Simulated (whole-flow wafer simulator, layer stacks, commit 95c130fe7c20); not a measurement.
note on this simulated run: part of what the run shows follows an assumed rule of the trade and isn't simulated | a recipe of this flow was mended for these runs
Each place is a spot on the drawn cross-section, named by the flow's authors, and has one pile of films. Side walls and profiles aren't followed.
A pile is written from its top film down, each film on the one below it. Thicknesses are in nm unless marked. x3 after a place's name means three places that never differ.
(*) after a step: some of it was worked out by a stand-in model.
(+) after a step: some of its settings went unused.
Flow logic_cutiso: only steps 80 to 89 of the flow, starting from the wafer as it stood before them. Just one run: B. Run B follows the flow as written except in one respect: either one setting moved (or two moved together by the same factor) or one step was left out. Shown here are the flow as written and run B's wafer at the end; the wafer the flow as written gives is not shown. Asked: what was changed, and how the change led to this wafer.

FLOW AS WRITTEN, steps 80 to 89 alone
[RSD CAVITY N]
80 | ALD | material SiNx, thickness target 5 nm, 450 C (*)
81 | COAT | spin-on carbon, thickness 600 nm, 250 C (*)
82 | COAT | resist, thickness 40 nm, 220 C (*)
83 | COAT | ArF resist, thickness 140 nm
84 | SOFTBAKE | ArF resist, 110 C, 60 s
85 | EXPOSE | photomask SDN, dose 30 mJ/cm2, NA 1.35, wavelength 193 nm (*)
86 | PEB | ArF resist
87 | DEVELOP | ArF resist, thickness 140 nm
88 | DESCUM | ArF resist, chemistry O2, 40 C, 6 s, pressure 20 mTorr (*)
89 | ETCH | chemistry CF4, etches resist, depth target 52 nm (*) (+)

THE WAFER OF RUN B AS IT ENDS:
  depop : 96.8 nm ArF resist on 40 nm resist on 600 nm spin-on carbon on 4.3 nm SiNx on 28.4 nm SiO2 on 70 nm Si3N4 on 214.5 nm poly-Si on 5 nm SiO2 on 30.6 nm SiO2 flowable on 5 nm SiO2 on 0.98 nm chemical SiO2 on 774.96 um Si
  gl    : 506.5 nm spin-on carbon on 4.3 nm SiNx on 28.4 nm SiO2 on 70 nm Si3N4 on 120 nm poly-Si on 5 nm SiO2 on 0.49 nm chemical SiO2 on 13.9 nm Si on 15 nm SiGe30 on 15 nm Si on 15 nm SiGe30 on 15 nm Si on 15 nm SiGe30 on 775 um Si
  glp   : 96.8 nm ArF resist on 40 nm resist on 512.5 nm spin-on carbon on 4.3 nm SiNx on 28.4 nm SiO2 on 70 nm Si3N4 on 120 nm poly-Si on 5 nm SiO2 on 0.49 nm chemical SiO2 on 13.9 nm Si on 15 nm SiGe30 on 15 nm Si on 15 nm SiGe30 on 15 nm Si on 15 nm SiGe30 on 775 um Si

Cause: step 80, ALD: thickness target 4.3 nm was run, though the flow has thickness target 5 nm.
The wafer itself shows it: depop has SiNx 4.3, and step 80 as written asks for 5 nm.

How this came from the change, step by step:
  80 | ALD | material SiNx, thickness target 5 nm, 450 C (*)
      depop, dpovl x3, gfld and 17 more: SiNx gains 4.3 (new film) (in the flow as written it would be: SiNx gains 5 (new film))
